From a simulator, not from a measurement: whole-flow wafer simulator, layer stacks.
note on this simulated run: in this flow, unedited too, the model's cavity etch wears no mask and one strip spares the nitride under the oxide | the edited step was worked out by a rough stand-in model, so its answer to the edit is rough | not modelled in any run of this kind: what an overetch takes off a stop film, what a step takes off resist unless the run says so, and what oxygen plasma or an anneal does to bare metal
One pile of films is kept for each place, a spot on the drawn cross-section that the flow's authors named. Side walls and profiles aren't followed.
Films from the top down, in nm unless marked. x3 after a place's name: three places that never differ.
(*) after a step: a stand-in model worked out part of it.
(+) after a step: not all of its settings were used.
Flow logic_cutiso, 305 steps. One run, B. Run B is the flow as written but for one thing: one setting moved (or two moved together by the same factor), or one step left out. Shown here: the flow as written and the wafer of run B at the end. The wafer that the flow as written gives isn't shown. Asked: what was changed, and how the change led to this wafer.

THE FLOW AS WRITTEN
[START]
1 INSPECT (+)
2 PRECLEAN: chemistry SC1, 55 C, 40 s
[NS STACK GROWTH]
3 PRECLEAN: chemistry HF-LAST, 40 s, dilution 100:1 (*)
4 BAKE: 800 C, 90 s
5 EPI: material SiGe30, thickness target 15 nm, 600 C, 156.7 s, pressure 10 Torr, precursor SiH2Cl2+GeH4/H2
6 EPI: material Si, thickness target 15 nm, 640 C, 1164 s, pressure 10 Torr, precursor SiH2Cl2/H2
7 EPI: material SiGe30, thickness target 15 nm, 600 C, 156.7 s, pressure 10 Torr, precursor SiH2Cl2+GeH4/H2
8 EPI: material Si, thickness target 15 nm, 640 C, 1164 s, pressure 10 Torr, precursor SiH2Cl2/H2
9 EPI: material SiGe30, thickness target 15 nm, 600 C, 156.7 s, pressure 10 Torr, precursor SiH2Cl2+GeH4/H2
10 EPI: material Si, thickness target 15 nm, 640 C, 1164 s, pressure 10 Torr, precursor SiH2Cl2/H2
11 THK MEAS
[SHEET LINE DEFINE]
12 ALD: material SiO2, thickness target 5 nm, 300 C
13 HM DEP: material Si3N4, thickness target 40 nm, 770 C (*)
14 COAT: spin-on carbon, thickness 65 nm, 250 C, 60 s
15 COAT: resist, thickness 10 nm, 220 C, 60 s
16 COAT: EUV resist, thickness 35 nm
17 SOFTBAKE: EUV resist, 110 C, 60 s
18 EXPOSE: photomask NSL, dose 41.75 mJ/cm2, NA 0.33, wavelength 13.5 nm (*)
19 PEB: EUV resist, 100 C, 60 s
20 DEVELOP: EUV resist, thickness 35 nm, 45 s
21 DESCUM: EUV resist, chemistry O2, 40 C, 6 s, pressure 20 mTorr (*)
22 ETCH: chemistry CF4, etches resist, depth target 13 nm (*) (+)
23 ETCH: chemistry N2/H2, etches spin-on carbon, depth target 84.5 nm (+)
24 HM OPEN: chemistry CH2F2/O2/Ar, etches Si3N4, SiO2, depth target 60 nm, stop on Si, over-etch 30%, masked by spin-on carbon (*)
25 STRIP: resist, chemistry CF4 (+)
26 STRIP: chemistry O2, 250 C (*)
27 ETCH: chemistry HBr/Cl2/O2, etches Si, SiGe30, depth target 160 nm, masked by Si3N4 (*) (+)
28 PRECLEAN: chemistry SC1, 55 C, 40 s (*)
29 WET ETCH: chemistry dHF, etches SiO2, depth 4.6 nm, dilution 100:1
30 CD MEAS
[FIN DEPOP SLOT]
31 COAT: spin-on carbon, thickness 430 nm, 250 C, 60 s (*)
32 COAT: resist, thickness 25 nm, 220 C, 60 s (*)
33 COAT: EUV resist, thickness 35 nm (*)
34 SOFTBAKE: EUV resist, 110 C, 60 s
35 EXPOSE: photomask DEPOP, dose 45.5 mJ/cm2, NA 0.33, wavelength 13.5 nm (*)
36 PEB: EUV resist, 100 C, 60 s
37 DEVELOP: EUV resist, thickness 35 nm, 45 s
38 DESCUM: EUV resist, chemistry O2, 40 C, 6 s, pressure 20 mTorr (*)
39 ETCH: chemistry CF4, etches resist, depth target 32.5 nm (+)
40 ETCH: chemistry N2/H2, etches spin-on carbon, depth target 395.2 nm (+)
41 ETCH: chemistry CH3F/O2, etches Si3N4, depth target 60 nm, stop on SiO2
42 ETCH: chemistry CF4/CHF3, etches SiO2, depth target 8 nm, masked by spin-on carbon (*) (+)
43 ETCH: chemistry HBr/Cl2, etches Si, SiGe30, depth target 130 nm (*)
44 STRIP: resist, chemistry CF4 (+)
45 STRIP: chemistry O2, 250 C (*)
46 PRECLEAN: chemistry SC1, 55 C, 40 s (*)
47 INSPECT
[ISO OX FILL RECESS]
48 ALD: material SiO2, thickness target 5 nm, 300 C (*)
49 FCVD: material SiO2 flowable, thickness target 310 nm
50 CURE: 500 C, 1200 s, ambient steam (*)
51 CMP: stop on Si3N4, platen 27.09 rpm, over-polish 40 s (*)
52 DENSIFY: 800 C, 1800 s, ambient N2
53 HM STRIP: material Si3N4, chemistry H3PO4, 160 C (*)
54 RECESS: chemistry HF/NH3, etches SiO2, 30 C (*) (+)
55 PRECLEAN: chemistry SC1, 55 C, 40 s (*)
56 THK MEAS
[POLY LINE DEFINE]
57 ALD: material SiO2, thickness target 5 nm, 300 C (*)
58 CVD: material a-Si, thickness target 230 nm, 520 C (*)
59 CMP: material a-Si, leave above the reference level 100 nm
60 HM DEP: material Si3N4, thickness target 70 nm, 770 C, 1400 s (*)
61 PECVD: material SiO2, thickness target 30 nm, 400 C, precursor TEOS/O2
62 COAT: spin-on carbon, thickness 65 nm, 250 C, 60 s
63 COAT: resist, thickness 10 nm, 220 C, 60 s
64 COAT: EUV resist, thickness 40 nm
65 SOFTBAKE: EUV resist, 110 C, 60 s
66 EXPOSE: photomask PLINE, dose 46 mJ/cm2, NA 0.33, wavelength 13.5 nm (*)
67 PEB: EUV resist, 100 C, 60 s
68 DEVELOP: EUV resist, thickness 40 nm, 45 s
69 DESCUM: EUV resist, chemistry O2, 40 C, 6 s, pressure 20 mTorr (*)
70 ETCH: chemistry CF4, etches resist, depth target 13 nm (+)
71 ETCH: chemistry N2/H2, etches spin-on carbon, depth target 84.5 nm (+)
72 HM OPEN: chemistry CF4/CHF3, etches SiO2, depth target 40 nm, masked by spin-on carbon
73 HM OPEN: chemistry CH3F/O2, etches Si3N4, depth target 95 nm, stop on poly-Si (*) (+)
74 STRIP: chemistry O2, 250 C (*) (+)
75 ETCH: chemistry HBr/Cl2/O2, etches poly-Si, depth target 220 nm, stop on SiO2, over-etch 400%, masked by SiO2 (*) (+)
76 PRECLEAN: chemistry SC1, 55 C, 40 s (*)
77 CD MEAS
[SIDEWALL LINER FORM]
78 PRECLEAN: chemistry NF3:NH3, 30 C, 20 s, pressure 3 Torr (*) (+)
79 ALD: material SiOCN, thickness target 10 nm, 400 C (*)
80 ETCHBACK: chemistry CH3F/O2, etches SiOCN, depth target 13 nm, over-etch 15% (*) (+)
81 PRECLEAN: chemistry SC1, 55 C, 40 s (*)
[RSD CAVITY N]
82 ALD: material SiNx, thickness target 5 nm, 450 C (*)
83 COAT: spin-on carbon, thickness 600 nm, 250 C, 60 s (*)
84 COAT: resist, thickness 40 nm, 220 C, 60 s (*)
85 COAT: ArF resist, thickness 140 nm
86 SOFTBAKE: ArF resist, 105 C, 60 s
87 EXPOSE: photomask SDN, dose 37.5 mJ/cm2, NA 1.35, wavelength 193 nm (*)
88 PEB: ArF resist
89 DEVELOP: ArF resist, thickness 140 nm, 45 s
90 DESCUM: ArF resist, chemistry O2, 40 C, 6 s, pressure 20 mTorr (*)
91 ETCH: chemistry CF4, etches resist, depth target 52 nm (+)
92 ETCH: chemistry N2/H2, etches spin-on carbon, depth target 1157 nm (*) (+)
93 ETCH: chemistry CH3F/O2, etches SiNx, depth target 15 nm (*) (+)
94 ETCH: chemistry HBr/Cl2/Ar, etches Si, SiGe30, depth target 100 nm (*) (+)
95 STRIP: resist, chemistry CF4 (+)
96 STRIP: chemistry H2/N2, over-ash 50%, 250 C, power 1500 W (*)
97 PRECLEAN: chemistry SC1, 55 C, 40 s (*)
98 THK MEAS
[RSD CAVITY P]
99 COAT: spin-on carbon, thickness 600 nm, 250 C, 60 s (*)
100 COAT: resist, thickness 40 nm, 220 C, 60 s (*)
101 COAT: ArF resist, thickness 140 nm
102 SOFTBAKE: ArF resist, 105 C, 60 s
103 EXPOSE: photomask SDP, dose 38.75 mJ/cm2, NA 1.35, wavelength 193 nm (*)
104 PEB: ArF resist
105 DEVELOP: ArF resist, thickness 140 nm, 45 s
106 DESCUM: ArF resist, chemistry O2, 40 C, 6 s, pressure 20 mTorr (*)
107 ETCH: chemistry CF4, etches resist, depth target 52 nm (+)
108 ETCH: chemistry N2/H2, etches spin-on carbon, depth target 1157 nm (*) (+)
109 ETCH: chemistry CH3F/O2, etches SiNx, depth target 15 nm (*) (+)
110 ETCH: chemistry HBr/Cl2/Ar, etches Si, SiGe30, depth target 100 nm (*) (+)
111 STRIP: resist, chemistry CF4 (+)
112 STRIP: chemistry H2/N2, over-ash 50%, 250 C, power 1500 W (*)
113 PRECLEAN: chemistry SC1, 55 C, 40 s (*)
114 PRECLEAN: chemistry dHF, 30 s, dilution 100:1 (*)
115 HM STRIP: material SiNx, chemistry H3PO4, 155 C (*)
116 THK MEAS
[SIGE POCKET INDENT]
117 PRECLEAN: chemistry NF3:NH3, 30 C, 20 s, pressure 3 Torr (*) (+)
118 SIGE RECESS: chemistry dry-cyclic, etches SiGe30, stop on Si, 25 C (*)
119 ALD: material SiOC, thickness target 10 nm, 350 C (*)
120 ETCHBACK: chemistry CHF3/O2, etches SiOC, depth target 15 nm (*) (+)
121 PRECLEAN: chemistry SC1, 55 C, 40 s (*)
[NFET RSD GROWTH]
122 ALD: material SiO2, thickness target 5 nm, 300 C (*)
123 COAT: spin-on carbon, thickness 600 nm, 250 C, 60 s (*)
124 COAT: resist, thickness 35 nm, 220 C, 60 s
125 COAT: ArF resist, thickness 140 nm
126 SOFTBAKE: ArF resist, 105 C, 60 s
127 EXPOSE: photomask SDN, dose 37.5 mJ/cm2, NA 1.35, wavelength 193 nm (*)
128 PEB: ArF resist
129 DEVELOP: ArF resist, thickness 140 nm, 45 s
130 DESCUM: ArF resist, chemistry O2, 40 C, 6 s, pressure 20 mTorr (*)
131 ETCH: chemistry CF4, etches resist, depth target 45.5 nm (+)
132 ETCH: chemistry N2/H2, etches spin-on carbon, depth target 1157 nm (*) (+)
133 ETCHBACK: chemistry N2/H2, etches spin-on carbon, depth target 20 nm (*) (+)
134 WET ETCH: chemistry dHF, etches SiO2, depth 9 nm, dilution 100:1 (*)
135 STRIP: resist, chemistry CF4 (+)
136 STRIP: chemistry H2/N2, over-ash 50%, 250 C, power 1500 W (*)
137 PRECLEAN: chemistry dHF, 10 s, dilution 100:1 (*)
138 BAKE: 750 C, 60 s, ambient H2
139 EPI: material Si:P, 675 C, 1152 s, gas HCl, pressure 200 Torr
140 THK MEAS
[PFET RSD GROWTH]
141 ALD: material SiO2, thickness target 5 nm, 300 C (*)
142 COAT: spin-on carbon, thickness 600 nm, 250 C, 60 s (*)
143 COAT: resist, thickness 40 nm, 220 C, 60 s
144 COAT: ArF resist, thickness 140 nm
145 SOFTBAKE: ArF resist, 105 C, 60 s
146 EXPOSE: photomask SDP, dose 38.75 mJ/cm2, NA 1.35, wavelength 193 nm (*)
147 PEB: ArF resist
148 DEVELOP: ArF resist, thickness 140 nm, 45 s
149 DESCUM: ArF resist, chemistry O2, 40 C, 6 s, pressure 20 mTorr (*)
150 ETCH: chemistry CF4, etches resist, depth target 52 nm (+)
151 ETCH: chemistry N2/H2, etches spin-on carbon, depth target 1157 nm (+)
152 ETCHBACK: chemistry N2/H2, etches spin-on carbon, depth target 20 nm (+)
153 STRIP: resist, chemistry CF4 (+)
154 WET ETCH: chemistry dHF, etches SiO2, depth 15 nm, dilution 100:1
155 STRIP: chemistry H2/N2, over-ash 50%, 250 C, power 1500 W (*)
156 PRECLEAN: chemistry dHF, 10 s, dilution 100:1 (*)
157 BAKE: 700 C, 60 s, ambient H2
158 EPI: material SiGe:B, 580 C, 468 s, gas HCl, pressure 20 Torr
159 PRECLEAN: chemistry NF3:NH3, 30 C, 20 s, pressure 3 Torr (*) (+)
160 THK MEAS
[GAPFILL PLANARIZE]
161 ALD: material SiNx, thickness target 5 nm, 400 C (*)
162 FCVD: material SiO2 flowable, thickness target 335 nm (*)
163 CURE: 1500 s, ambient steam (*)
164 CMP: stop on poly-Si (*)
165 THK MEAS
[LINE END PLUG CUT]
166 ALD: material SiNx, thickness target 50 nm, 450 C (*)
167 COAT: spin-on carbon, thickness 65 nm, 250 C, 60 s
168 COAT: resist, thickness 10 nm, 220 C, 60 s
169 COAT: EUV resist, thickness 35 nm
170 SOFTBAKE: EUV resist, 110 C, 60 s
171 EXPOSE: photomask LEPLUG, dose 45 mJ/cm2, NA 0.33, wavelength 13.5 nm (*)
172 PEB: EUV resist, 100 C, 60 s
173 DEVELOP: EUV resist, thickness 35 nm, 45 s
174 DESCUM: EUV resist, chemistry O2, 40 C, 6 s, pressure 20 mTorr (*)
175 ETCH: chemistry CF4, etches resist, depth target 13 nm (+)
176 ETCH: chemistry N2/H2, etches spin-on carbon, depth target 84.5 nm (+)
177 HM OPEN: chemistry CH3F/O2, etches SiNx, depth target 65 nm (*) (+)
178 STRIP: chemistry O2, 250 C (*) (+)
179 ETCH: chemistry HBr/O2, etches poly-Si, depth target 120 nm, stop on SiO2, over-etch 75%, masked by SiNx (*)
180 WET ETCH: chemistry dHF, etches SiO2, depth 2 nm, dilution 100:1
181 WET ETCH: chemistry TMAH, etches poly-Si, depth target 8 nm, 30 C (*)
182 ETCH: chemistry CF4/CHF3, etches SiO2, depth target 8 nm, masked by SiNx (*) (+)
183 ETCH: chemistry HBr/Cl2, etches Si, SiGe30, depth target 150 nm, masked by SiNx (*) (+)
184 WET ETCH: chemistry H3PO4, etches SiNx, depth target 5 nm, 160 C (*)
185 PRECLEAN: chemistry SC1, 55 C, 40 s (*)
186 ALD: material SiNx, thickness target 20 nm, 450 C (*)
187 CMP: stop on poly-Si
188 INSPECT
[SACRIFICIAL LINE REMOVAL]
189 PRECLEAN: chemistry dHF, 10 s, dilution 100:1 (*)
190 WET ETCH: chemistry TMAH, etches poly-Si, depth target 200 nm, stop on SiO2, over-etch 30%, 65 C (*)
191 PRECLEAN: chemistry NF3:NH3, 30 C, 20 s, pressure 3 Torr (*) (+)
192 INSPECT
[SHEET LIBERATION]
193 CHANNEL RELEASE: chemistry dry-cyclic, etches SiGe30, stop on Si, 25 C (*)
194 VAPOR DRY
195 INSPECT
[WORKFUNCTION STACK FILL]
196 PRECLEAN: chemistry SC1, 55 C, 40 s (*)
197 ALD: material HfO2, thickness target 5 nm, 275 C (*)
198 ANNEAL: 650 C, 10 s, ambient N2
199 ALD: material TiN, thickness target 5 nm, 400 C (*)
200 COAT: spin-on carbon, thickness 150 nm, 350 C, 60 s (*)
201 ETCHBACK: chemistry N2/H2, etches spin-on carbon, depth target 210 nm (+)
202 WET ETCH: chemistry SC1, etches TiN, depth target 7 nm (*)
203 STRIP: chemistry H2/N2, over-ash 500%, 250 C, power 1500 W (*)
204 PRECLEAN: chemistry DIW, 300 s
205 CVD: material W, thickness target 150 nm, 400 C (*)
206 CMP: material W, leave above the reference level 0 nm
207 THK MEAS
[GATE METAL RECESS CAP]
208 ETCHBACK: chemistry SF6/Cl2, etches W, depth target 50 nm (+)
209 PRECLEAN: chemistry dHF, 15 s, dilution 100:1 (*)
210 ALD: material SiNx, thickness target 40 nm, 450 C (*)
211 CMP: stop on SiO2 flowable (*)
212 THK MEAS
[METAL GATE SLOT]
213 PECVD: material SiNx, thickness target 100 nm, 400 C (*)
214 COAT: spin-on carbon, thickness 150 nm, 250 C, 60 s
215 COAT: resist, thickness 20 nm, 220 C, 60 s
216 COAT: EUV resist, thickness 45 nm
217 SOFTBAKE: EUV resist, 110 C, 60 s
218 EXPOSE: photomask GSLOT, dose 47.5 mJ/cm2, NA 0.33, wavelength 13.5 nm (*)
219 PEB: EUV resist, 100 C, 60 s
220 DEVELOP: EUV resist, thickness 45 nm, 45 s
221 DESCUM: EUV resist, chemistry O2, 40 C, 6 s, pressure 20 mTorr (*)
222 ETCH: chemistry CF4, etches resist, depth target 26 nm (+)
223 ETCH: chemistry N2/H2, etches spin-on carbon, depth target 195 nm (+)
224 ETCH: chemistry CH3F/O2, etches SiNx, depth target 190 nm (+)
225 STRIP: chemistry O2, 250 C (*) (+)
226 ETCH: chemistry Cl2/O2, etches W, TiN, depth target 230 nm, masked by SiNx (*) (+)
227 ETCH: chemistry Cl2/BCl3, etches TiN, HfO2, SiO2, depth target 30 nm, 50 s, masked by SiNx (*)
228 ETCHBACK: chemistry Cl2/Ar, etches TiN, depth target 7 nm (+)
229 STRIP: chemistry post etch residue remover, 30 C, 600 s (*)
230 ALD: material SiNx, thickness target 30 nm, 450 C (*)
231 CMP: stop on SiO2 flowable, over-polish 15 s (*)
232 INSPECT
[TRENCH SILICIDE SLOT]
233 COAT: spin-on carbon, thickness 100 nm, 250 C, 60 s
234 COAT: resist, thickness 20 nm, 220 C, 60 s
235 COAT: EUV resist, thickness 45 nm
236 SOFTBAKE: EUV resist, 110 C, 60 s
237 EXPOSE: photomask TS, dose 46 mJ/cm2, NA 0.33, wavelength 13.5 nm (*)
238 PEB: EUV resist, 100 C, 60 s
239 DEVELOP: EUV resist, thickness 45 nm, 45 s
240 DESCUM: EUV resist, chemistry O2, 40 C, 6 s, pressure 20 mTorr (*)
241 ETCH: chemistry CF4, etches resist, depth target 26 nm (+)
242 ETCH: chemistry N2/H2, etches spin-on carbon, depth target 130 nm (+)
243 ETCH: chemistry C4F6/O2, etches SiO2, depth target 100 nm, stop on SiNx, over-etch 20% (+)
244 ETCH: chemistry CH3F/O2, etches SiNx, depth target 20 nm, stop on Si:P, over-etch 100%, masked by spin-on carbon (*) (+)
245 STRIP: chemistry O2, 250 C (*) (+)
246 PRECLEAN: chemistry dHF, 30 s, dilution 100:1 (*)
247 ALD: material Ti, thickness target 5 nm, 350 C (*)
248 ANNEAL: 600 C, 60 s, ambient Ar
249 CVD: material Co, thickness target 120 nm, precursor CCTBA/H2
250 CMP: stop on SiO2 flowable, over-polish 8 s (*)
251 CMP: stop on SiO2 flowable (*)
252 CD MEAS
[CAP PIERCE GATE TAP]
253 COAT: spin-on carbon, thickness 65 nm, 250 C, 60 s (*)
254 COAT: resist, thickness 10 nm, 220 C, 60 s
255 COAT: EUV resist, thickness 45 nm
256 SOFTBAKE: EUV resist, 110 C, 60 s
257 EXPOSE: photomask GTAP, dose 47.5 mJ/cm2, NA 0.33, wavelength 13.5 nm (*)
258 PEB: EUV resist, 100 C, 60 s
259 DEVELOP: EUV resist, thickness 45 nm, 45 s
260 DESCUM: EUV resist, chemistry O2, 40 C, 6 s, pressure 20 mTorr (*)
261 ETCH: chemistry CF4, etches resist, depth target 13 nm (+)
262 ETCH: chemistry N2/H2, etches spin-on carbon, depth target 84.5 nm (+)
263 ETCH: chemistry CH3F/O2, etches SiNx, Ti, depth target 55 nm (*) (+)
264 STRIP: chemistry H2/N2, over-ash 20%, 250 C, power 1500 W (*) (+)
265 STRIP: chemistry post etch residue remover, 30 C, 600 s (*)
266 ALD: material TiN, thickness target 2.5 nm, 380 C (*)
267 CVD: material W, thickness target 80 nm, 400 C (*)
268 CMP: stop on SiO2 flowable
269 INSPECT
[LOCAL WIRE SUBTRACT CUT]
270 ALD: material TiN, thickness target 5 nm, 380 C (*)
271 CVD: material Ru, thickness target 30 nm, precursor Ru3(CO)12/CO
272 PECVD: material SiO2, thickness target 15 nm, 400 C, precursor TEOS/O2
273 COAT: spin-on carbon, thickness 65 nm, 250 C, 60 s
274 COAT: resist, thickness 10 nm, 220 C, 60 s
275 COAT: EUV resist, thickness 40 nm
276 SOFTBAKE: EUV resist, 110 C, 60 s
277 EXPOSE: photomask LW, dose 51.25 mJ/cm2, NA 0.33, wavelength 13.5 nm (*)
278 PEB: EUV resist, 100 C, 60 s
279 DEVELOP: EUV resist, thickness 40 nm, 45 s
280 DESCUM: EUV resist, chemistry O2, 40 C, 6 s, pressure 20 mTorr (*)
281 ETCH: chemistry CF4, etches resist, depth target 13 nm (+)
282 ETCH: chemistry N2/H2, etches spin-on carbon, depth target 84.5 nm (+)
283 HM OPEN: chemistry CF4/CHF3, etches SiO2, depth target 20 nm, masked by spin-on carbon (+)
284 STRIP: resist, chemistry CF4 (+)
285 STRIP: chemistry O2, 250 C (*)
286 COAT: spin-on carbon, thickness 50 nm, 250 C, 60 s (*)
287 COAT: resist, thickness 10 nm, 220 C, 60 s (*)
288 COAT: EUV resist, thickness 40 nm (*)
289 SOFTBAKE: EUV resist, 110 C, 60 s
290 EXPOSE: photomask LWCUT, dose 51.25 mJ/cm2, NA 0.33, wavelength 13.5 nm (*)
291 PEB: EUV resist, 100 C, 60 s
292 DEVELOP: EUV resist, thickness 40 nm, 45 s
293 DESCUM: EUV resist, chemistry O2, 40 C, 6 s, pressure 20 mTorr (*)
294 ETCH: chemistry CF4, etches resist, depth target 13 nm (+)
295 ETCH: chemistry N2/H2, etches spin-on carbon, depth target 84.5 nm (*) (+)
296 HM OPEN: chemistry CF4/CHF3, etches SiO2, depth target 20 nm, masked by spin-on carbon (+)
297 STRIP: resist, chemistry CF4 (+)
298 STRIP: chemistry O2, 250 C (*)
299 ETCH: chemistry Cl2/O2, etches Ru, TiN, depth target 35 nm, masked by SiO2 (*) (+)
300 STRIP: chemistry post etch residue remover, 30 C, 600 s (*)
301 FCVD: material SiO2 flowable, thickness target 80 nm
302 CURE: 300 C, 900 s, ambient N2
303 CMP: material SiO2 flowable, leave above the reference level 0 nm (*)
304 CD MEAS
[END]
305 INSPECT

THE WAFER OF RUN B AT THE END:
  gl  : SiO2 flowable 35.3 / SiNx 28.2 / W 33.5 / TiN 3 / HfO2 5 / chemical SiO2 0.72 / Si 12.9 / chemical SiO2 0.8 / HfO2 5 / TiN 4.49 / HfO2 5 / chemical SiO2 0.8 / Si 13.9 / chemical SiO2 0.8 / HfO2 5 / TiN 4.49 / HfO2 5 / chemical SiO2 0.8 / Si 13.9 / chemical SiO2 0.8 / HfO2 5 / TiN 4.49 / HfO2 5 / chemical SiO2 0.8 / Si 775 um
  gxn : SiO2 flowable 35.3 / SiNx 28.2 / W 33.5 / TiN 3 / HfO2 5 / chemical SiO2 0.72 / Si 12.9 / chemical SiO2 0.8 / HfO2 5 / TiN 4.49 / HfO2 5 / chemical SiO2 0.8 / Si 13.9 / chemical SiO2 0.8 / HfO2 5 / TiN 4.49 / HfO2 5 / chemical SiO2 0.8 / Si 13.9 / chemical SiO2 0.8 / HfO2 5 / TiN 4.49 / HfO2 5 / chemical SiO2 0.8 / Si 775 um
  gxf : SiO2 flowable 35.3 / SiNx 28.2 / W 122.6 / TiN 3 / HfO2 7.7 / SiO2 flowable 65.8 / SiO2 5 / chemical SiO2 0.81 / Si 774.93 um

The cause: step 199, ALD: thickness target 3 nm was run, where the flow has thickness target 5 nm.
It can be read off the wafer: gxn has TiN 3, and step 199 as written asks for 5 nm.

How the change led to this, step by step:
  199 ALD: material TiN, thickness target 5 nm, 400 C (*)
      depop, dpovl, gxf and 12 more: TiN +3 (new film) (as written it would be: TiN +5 (new film))
      gl, glp, tap: TiN +3 (new film), TiN +4.49 (new film), cavity -4.49 (all of it), TiN +4.49 (new film), cavity -4.49 (all of it), TiN +4.49 (new film), cavity -4.49 (all of it) (as written it would be: TiN +5.26 (new film), TiN +4.49 (new film), cavity -4.49 (all of it), TiN +4.49 (new film), cavity -4.49 (all of it), TiN +4.49 (new film), cavity -4.49 (all of it))
      (and at 4 more places)
  200 COAT: spin-on carbon, thickness 150 nm, 350 C, 60 s (*)
      gl, glp: spin-on carbon +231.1 (new film) (as written it would be: spin-on carbon +236.9 (new film))
      gxn, gxp: spin-on carbon +230.7 (new film) (as written it would be: spin-on carbon +236.9 (new film))
      (and at 12 more places)
  201 ETCHBACK: chemistry N2/H2, etches spin-on carbon, depth target 210 nm (+)
      lnr, lnrp: spin-on carbon -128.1 (all of it) (as written it would be: spin-on carbon -133.9 (all of it))
      rsdn, rsdw: spin-on carbon -139.8 (all of it) (as written it would be: spin-on carbon -145.8 (all of it))
      (and at 7 more places)
  202 WET ETCH: chemistry SC1, etches TiN, depth target 7 nm (*)
      depop, dpovl, iso and 12 more: TiN -3 (all of it) (as written it would be: TiN -5 (all of it))
  203 STRIP: chemistry H2/N2, over-ash 500%, 250 C, power 1500 W (*)
      gl, glp: spin-on carbon -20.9 (all of it) (as written it would be: spin-on carbon -26.7 (all of it))
      gxn, gxp: spin-on carbon -20.5 (all of it) (as written it would be: spin-on carbon -26.8 (all of it))
      (and at 3 more places)
  226 ETCH: chemistry Cl2/O2, etches W, TiN, depth target 230 nm, masked by SiNx (*) (+)
      gfld: W -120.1 (all of it), TiN -3 (all of it), HfO2 -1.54 (as written it would be: W -115.4 (all of it), TiN -7.64 (all of it), HfO2 -1.54)
